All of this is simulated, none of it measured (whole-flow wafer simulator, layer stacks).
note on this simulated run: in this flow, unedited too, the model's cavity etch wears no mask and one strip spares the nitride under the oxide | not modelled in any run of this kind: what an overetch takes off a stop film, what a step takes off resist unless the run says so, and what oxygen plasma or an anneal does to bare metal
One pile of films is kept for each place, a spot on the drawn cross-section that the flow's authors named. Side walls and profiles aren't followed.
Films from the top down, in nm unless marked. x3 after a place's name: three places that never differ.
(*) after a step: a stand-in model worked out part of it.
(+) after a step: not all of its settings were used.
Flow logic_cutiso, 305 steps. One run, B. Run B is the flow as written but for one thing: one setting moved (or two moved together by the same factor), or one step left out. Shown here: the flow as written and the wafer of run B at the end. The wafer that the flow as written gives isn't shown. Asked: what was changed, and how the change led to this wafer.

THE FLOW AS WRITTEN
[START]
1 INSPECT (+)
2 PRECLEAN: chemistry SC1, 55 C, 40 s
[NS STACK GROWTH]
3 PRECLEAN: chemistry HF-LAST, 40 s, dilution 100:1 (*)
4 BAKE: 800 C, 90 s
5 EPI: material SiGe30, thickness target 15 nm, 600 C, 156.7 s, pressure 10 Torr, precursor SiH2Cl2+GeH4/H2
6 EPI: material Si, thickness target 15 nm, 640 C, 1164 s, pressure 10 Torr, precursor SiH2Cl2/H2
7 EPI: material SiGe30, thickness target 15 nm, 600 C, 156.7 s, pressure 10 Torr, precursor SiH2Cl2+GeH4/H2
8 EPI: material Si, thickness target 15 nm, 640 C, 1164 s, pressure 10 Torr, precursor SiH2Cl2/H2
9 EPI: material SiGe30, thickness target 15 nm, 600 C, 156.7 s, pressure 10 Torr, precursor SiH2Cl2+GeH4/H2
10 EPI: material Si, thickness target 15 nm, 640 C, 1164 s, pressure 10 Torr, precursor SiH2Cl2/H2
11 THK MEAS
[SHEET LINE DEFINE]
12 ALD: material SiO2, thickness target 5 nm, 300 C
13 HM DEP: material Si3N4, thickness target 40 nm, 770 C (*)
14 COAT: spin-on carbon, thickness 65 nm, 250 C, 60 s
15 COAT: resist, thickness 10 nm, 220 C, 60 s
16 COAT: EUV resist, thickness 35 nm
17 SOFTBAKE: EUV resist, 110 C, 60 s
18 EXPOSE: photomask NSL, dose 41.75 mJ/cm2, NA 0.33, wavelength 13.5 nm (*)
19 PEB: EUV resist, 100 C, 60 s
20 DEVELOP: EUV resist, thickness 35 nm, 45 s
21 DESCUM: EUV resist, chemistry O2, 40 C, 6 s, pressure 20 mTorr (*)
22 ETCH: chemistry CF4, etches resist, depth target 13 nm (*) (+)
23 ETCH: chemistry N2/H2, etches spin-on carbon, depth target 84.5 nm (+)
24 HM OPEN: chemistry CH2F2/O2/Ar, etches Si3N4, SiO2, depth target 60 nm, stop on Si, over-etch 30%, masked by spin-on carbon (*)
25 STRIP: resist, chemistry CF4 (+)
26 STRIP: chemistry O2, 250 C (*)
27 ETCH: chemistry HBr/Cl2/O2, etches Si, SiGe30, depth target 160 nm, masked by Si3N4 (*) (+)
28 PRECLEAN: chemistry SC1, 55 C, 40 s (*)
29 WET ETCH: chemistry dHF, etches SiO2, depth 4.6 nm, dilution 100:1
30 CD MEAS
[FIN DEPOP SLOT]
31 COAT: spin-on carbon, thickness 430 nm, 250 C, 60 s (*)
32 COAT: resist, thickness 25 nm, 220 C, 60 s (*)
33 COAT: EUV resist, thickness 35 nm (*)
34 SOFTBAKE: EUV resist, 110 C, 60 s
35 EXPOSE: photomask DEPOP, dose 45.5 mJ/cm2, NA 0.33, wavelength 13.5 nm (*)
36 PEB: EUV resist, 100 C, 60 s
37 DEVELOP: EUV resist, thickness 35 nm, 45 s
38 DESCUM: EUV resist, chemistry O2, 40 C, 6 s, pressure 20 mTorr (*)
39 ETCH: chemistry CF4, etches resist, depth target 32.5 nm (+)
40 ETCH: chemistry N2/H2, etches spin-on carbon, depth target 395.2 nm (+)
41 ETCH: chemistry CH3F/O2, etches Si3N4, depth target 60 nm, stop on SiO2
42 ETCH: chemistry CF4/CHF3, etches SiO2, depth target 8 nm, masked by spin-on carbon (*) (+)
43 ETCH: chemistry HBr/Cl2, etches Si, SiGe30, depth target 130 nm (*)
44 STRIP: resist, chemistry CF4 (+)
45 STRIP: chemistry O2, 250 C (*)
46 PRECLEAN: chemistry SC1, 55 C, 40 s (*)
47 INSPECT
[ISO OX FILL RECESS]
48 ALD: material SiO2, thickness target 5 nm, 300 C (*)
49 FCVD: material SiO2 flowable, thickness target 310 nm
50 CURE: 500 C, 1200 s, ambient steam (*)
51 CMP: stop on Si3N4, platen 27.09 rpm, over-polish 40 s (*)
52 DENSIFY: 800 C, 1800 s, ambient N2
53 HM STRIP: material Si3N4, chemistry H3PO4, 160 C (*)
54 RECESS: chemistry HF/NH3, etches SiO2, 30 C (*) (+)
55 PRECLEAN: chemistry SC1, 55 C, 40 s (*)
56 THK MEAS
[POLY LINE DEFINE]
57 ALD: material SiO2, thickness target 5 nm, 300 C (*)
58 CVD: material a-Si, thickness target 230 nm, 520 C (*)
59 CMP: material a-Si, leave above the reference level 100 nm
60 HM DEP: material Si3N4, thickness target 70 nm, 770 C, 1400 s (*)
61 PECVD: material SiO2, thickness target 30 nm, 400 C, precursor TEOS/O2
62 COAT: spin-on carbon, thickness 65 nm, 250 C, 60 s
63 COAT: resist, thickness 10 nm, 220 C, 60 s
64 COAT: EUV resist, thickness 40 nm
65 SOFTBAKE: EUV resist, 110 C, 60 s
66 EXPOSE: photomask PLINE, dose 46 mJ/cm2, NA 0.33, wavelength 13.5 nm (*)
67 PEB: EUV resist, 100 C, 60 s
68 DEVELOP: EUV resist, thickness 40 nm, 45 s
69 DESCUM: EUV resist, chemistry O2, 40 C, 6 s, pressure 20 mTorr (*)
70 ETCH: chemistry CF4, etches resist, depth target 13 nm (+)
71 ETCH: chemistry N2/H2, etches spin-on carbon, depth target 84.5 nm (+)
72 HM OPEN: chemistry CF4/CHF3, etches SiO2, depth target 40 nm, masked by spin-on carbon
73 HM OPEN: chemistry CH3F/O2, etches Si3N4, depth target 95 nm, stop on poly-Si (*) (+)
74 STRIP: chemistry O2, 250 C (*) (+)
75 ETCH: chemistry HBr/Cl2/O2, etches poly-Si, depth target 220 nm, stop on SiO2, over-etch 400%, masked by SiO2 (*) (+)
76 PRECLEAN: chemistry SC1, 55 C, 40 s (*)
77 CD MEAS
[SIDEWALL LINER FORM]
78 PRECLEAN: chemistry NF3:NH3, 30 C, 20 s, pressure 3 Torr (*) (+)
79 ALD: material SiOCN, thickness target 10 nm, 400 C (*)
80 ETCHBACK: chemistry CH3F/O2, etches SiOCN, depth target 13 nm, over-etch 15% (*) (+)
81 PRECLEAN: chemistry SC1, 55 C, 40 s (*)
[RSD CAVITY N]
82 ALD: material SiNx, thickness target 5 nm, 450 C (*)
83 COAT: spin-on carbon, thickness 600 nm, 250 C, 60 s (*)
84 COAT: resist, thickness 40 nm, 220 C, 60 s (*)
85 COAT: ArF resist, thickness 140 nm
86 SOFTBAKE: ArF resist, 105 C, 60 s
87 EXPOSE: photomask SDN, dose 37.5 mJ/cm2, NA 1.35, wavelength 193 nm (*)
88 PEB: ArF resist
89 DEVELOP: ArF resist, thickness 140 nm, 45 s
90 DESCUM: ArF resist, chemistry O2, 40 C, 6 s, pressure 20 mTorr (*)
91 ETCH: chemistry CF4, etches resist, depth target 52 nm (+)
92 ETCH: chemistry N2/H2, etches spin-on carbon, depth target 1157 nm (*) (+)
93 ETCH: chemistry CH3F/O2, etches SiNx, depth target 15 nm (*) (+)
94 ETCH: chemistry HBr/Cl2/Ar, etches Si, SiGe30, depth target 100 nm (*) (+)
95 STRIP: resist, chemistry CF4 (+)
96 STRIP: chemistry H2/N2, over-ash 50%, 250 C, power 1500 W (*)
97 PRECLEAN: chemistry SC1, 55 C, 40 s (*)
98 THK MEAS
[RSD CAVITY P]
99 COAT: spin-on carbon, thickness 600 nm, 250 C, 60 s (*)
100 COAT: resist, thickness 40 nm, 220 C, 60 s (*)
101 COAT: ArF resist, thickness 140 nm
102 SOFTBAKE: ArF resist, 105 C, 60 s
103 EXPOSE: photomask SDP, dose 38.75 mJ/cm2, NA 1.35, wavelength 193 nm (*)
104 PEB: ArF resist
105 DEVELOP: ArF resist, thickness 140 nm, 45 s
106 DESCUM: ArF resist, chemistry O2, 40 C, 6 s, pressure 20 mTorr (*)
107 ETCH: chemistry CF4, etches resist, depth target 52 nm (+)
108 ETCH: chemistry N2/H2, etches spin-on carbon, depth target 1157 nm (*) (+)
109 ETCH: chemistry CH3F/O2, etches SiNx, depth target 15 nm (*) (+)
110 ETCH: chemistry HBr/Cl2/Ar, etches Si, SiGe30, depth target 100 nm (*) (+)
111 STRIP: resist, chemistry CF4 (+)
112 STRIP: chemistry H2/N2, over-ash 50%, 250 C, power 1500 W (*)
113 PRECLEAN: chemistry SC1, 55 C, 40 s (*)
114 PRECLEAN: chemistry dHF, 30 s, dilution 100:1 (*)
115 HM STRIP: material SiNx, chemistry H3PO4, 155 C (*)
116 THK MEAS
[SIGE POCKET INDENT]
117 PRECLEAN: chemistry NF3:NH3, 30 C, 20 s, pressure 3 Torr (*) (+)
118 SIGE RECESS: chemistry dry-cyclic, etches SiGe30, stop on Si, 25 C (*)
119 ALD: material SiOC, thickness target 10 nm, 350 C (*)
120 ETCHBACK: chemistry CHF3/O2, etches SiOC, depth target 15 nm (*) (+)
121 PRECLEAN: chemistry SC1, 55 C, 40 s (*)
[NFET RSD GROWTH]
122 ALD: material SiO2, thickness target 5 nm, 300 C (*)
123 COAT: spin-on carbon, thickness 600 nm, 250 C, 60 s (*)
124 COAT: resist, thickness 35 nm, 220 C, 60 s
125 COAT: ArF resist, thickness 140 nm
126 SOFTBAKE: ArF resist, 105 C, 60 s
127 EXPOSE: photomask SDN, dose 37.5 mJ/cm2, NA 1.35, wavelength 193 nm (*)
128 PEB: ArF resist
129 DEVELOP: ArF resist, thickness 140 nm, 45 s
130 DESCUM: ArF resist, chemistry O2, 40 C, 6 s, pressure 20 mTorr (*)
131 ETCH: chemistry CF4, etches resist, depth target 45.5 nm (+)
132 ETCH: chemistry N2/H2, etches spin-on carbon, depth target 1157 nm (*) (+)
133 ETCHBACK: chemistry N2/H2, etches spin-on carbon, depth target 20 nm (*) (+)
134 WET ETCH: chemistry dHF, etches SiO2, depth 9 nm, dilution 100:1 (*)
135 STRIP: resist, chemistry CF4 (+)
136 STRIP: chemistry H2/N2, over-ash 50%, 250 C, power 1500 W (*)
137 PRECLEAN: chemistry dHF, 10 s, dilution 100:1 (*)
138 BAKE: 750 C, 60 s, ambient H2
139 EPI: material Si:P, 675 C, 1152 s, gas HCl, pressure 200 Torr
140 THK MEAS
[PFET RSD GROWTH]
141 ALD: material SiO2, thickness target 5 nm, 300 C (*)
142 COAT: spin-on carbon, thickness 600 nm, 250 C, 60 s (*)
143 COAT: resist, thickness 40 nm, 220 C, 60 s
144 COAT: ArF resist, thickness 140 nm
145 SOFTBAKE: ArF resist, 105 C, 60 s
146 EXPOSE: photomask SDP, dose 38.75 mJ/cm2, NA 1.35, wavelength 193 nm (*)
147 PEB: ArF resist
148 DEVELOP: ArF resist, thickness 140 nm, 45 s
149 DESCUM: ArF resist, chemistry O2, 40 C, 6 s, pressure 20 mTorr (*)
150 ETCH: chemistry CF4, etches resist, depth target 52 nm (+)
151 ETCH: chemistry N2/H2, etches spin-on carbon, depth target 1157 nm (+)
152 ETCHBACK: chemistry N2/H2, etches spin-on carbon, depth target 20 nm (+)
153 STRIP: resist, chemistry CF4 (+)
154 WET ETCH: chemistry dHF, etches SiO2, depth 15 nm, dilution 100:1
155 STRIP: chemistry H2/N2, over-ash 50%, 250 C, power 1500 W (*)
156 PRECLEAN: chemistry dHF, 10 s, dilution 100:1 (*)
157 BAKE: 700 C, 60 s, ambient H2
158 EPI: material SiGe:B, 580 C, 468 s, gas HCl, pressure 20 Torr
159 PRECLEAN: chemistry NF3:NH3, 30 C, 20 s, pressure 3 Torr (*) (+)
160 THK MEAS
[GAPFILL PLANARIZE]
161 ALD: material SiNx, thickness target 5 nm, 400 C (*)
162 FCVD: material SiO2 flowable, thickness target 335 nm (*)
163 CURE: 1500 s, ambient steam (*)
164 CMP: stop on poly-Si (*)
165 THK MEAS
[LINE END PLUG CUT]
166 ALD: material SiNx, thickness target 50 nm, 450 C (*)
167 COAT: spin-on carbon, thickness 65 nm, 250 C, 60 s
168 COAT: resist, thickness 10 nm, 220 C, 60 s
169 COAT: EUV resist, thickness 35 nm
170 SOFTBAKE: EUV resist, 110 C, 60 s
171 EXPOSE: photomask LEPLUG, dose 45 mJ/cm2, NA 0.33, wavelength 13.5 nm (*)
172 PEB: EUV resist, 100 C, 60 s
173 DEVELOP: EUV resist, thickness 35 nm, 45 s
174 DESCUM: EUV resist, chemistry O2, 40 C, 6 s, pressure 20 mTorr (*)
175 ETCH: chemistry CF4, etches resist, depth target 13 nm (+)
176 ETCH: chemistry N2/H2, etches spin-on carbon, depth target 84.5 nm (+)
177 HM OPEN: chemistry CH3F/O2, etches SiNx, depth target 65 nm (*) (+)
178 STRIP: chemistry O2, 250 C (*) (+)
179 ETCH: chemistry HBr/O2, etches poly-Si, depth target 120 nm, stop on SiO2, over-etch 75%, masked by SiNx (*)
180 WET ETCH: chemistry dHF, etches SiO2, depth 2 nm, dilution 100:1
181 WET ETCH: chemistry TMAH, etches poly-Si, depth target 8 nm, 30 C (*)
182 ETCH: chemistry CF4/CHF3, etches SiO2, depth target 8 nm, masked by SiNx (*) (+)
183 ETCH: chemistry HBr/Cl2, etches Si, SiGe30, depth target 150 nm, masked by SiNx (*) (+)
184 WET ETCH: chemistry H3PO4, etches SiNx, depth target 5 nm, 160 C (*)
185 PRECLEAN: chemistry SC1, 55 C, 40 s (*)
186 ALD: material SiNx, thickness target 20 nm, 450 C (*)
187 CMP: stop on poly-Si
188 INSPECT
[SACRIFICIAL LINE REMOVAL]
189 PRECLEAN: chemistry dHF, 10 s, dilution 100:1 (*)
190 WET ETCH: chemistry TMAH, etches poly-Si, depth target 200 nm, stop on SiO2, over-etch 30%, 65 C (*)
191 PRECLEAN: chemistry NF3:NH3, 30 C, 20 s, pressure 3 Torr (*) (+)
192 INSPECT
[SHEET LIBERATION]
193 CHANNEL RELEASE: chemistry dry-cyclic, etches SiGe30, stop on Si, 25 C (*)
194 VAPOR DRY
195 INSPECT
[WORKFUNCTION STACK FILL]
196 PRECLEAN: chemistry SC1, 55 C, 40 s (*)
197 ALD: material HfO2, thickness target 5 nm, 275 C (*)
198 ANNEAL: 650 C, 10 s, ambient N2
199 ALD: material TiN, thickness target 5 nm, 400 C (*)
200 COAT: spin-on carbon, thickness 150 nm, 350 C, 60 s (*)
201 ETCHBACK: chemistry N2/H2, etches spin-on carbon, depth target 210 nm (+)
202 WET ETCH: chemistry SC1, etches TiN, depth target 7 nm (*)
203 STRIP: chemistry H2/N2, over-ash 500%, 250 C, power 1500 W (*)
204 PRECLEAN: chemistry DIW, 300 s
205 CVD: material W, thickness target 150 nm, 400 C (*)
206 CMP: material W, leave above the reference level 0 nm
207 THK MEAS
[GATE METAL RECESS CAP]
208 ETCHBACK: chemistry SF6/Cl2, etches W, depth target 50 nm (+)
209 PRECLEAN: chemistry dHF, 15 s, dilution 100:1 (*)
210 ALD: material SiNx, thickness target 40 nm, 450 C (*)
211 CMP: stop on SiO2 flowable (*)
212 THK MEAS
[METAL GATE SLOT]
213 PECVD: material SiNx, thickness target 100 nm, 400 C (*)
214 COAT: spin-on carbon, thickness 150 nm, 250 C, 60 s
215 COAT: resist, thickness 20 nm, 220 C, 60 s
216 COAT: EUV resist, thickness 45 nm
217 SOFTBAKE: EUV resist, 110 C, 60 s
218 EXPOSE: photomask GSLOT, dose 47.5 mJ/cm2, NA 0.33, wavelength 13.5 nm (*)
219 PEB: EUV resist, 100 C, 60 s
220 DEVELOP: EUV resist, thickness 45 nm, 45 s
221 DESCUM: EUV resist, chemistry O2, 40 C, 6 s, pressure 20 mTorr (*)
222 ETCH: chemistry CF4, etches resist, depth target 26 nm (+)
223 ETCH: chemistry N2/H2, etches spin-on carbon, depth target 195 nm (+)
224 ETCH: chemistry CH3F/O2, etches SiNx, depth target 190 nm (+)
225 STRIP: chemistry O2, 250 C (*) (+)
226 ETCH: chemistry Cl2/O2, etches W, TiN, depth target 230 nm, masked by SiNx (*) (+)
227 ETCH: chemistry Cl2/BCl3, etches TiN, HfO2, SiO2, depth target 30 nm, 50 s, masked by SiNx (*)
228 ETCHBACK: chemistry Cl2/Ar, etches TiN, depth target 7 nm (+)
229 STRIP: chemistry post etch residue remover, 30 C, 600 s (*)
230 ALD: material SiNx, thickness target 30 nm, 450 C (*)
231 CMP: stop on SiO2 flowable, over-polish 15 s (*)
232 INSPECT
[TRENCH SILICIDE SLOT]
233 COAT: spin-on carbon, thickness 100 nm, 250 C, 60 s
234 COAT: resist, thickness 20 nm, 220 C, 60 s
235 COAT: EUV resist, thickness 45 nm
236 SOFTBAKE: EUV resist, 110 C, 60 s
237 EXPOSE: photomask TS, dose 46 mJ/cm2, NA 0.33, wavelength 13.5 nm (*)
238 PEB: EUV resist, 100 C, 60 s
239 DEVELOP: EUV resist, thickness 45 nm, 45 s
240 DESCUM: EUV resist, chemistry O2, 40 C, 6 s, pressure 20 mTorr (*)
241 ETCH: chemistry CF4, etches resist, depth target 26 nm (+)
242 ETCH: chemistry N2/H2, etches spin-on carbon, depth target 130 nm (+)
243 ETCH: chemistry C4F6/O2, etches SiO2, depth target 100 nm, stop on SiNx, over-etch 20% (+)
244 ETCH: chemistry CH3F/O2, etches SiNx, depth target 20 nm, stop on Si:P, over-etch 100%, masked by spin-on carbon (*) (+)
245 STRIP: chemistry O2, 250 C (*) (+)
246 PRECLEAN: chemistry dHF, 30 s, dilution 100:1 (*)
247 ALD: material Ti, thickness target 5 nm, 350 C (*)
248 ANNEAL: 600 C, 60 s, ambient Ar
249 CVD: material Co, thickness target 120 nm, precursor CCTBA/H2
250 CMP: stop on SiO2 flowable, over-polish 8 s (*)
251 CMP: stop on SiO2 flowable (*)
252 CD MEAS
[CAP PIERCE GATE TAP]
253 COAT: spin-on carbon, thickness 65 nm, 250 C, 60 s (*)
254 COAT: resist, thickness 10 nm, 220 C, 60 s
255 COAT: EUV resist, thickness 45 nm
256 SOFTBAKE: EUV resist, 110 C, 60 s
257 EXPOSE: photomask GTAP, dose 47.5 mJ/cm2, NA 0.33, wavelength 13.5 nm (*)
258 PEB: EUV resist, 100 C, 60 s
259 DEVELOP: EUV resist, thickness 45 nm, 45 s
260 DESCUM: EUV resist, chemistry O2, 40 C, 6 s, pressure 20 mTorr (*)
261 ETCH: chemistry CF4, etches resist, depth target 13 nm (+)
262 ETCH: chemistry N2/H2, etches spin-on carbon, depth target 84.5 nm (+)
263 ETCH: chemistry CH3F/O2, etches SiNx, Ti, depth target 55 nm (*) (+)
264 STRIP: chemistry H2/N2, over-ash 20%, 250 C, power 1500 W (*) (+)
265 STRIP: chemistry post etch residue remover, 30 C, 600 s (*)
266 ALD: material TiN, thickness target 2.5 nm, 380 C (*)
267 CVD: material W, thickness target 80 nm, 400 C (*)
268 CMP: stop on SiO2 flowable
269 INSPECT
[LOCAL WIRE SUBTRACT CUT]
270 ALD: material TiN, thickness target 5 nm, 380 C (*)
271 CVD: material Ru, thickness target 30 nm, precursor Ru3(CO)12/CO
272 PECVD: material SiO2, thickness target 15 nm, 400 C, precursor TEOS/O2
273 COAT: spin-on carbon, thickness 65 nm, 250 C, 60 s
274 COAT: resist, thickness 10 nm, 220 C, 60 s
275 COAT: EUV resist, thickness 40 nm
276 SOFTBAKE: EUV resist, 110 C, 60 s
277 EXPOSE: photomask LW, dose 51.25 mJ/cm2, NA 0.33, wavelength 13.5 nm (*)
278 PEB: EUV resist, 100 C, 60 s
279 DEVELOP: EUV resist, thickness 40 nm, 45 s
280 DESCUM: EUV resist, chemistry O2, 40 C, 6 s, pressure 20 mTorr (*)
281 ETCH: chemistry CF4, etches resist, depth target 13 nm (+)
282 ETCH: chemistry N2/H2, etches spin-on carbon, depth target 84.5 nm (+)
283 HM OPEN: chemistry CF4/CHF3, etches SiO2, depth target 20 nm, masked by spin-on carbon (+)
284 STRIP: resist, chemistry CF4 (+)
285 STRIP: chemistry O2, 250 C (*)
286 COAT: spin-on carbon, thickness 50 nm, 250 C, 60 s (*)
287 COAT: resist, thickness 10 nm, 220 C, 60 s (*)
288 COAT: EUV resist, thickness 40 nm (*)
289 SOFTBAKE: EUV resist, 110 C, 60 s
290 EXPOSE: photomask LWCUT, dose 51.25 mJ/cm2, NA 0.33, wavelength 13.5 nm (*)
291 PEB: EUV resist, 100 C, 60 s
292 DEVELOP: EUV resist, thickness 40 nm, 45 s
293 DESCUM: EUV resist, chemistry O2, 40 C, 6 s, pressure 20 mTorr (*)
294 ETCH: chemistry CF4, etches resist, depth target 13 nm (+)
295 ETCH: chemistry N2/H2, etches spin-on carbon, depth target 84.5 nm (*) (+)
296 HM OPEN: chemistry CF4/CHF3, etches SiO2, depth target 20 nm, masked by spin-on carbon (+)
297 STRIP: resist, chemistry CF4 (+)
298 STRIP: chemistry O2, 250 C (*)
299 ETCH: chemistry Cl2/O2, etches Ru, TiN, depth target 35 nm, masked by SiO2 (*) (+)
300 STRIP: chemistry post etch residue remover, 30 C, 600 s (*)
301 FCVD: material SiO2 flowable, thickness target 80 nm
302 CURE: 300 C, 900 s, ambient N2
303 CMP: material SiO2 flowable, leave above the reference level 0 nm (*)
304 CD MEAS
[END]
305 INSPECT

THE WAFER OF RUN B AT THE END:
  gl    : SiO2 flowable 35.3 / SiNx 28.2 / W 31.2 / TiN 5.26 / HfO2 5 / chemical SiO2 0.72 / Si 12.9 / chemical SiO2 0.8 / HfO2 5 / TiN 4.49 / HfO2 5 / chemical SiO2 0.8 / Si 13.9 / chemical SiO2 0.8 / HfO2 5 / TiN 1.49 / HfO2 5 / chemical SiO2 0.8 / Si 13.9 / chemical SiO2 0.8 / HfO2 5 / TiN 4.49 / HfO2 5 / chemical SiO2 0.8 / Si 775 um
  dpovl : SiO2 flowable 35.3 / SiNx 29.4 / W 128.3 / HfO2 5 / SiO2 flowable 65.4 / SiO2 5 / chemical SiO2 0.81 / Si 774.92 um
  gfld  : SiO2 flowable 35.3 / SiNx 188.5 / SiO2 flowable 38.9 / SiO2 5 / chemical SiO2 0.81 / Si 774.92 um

The cause: step 7, EPI: 125.4 s was run, where the flow has 156.7 s.

How the change led to this, step by step:
  7 EPI: material SiGe30, thickness target 15 nm, 600 C, 156.7 s, pressure 10 Torr, precursor SiH2Cl2+GeH4/H2
      depop, dpovl, gfld and 19 more: SiGe30 +12 (new film) (as written it would be: SiGe30 +15 (new film))
  27 ETCH: chemistry HBr/Cl2/O2, etches Si, SiGe30, depth target 160 nm, masked by Si3N4 (*) (+)
      gfld, gxf, iso, lnri: chemical SiO2 -0.79 (all of it), Si -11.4 (all of it), SiGe30 -15 (all of it), Si -15 (all of it), SiGe30 -12 (all of it), Si -15 (all of it), SiGe30 -15 (all of it), Si -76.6 (as written it would be: chemical SiO2 -0.79 (all of it), Si -11.4 (all of it), SiGe30 -15 (all of it), Si -15 (all of it), SiGe30 -15 (all of it), Si -15 (all of it), SiGe30 -15 (all of it), Si -73.6)
      dpovl, nsgap: chemical SiO2 -0.79 (all of it), Si -11.8 (all of it), SiGe30 -15 (all of it), Si -15 (all of it), SiGe30 -12 (all of it), Si -15 (all of it), SiGe30 -15 (all of it), Si -76.2 (as written it would be: chemical SiO2 -0.79 (all of it), Si -11.8 (all of it), SiGe30 -15 (all of it), Si -15 (all of it), SiGe30 -15 (all of it), Si -15 (all of it), SiGe30 -15 (all of it), Si -73.2)
      (and at 1 more place)
  43 ETCH: chemistry HBr/Cl2, etches Si, SiGe30, depth target 130 nm (*)
      depop: Si -14 (all of it), SiGe30 -15 (all of it), Si -15 (all of it), SiGe30 -12 (all of it), Si -15 (all of it), SiGe30 -15 (all of it), Si -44 (as written it would be: Si -14 (all of it), SiGe30 -15 (all of it), Si -15 (all of it), SiGe30 -15 (all of it), Si -15 (all of it), SiGe30 -15 (all of it), Si -41)
  94 ETCH: chemistry HBr/Cl2/Ar, etches Si, SiGe30, depth target 100 nm (*) (+)
      rsdn, rsdx: chemical SiO2 -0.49 (all of it), Si -12.8 (all of it), SiGe30 -15 (all of it), Si -15 (all of it), SiGe30 -12 (all of it), Si -15 (all of it), SiGe30 -15 (all of it), Si -15.2 (as written it would be: chemical SiO2 -0.49 (all of it), Si -12.8 (all of it), SiGe30 -15 (all of it), Si -15 (all of it), SiGe30 -15 (all of it), Si -15 (all of it), SiGe30 -15 (all of it), Si -12.2)
  110 ETCH: chemistry HBr/Cl2/Ar, etches Si, SiGe30, depth target 100 nm (*) (+)
      rsdp, rsdw: chemical SiO2 -0.49 (all of it), Si -12.8 (all of it), SiGe30 -15 (all of it), Si -15 (all of it), SiGe30 -12 (all of it), Si -15 (all of it), SiGe30 -15 (all of it), Si -15.2 (as written it would be: chemical SiO2 -0.49 (all of it), Si -12.8 (all of it), SiGe30 -15 (all of it), Si -15 (all of it), SiGe30 -15 (all of it), Si -15 (all of it), SiGe30 -15 (all of it), Si -12.2)
  118 SIGE RECESS: chemistry dry-cyclic, etches SiGe30, stop on Si, 25 C (*)
      lnr, lnrp, lnrt: SiOCN -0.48, Si -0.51, cavity +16 (new film), SiGe30 -15 (all of it), Si -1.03, cavity +13 (new film), SiGe30 -12 (all of it), Si -1.03, cavity +16 (new film), SiGe30 -15 (all of it), Si -0.51 (as written it would be: SiOCN -0.48, Si -0.51, cavity +16 (new film), SiGe30 -15 (all of it), Si -1.03, cavity +16 (new film), SiGe30 -15 (all of it), Si -1.03, cavity +16 (new film), SiGe30 -15 (all of it), Si -0.51)
  119 ALD: material SiOC, thickness target 10 nm, 350 C (*)
      lnr, lnrp, lnrt: SiOC +10 (new film), SiOC +16 (new film), cavity -16 (all of it), SiOC +13 (new film), cavity -13 (all of it), SiOC +16 (new film), cavity -16 (all of it) (as written it would be: SiOC +10 (new film), SiOC +16 (new film), cavity -16 (all of it), SiOC +16 (new film), cavity -16 (all of it), SiOC +16 (new film), cavity -16 (all of it))
  183 ETCH: chemistry HBr/Cl2, etches Si, SiGe30, depth target 150 nm, masked by SiNx (*) (+)
      plug: Si -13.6 (all of it), SiGe30 -15 (all of it), Si -15 (all of it), SiGe30 -12 (all of it), Si -15 (all of it), SiGe30 -15 (all of it), Si -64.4 (as written it would be: Si -13.6 (all of it), SiGe30 -15 (all of it), Si -15 (all of it), SiGe30 -15 (all of it), Si -15 (all of it), SiGe30 -15 (all of it), Si -61.4)
  193 CHANNEL RELEASE: chemistry dry-cyclic, etches SiGe30, stop on Si, 25 C (*)
      gl, glp, gxn, gxp, ns, tap: chemical SiO2 +0.8 (new film), Si -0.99, chemical SiO2 +0.8 (new film), cavity +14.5 (new film), chemical SiO2 +0.8 (new film), SiGe30 -15 (all of it), Si -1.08, chemical SiO2 +0.8 (new film), cavity +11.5 (new film), chemical SiO2 +0.8 (new film), SiGe30 -12 (all of it), Si -1.08, chemical SiO2 +0.8 (new film), cavity +14.5 (new film), chemical SiO2 +0.8 (new film), SiGe30 -15 (all of it), Si -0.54 (as written it would be: chemical SiO2 +0.8 (new film), Si -0.99, chemical SiO2 +0.8 (new film), cavity +14.5 (new film), chemical SiO2 +0.8 (new film), SiGe30 -15 (all of it), Si -1.08, chemical SiO2 +0.8 (new film), cavity +14.5 (new film), chemical SiO2 +0.8 (new film), SiGe30 -15 (all of it), Si -1.08, chemical SiO2 +0.8 (new film), cavity +14.5 (new film), chemical SiO2 +0.8 (new film), SiGe30 -15 (all of it), Si -0.54)
  199 ALD: material TiN, thickness target 5 nm, 400 C (*)
      gl, glp, tap: TiN +5.26 (new film), TiN +4.49 (new film), cavity -4.49 (all of it), TiN +1.49 (new film), cavity -1.49 (all of it), TiN +4.49 (new film), cavity -4.49 (all of it) (as written it would be: TiN +5.26 (new film), TiN +4.49 (new film), cavity -4.49 (all of it), TiN +4.49 (new film), cavity -4.49 (all of it), TiN +4.49 (new film), cavity -4.49 (all of it))
      gxn, gxp, ns: TiN +5 (new film), TiN +4.49 (new film), cavity -4.49 (all of it), TiN +1.49 (new film), cavity -1.49 (all of it), TiN +4.49 (new film), cavity -4.49 (all of it) (as written it would be: TiN +5 (new film), TiN +4.49 (new film), cavity -4.49 (all of it), TiN +4.49 (new film), cavity -4.49 (all of it), TiN +4.49 (new film), cavity -4.49 (all of it))
